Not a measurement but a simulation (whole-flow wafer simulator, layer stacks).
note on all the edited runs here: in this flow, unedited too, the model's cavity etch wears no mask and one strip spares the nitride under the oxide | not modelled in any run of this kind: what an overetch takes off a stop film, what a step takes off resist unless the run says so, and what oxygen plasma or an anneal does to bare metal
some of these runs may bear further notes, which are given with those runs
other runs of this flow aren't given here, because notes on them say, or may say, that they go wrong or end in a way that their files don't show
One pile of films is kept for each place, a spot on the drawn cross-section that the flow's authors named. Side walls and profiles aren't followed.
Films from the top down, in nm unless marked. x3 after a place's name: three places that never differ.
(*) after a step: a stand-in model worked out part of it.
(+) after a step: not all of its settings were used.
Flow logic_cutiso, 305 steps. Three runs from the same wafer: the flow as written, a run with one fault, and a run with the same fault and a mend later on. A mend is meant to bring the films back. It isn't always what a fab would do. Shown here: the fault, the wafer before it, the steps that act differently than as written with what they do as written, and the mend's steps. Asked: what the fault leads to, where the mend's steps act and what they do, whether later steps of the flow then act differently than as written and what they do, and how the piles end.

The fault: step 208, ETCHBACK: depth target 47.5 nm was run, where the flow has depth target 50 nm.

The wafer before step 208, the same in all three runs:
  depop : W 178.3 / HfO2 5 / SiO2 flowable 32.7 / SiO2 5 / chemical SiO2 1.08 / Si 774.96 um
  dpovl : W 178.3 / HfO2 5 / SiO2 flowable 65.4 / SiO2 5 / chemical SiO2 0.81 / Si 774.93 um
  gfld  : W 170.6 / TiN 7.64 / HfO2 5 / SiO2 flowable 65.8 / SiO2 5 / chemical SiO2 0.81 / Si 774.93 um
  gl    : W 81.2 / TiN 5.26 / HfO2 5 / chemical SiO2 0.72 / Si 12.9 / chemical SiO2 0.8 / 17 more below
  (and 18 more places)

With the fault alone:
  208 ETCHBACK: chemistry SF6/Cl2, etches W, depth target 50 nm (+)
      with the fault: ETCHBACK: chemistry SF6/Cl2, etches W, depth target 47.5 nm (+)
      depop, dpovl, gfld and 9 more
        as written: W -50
        with the fault: W -47.5
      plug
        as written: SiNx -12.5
        with the fault: SiNx -11.9
  Later steps of the flow that act differently than as written (15 more steps differ only slightly, by at most 2% or 0.5 nm, whichever is larger, and aren't shown):
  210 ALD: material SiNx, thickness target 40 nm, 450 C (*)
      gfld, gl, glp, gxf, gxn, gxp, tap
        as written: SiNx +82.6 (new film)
        with the fault: SiNx +80.5 (new film)
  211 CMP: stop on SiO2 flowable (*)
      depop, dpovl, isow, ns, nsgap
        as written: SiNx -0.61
        with the fault: SiNx -2.88
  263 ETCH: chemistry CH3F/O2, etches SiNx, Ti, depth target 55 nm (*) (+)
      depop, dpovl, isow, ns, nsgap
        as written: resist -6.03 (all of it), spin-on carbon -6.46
        with the fault: resist -6.03 (all of it), spin-on carbon -4.84
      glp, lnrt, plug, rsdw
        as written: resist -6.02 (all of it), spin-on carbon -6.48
        with the fault: resist -6.02 (all of it), spin-on carbon -4.86
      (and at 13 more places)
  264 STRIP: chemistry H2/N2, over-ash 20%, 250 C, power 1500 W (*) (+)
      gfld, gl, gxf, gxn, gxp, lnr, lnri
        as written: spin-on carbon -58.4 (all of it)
        with the fault: spin-on carbon -60.1 (all of it)
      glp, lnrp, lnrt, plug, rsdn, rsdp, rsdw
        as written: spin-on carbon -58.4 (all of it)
        with the fault: spin-on carbon -60 (all of it)
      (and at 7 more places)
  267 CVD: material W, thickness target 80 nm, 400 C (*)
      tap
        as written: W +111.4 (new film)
        with the fault: W +109.1 (new film)
  At the end the piles differ from the flow's by more than 2% or 0.5 nm, whichever is larger, at depop, dpovl, gl and 8 more.
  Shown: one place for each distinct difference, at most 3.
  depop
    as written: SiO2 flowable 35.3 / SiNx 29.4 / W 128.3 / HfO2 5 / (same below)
    with the fault: SiO2 flowable 35.3 / SiNx 27.1 / W 130.8 / HfO2 5 / (same below)
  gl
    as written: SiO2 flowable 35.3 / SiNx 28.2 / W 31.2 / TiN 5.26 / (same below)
    with the fault: SiO2 flowable 35.3 / SiNx 26 / W 33.7 / TiN 5.26 / (same below)
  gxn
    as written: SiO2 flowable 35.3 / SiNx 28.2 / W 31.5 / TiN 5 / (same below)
    with the fault: SiO2 flowable 35.3 / SiNx 26 / W 34 / TiN 5 / (same below)

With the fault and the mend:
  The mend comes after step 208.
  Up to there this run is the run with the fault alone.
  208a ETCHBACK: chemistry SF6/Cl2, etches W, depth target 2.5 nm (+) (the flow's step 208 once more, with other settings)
      depop, dpovl, gfld and 9 more
        W -2.5
      iso, rsdn, rsdp, rsdw, rsdx
        SiO2 flowable -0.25
      lnr, lnri, lnrp, lnrt
        SiOCN -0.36
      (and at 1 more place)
  No later step of the flow acts differently than as written at any place that is followed.
  At the end the piles are the same as the flow's at every place that both follow.
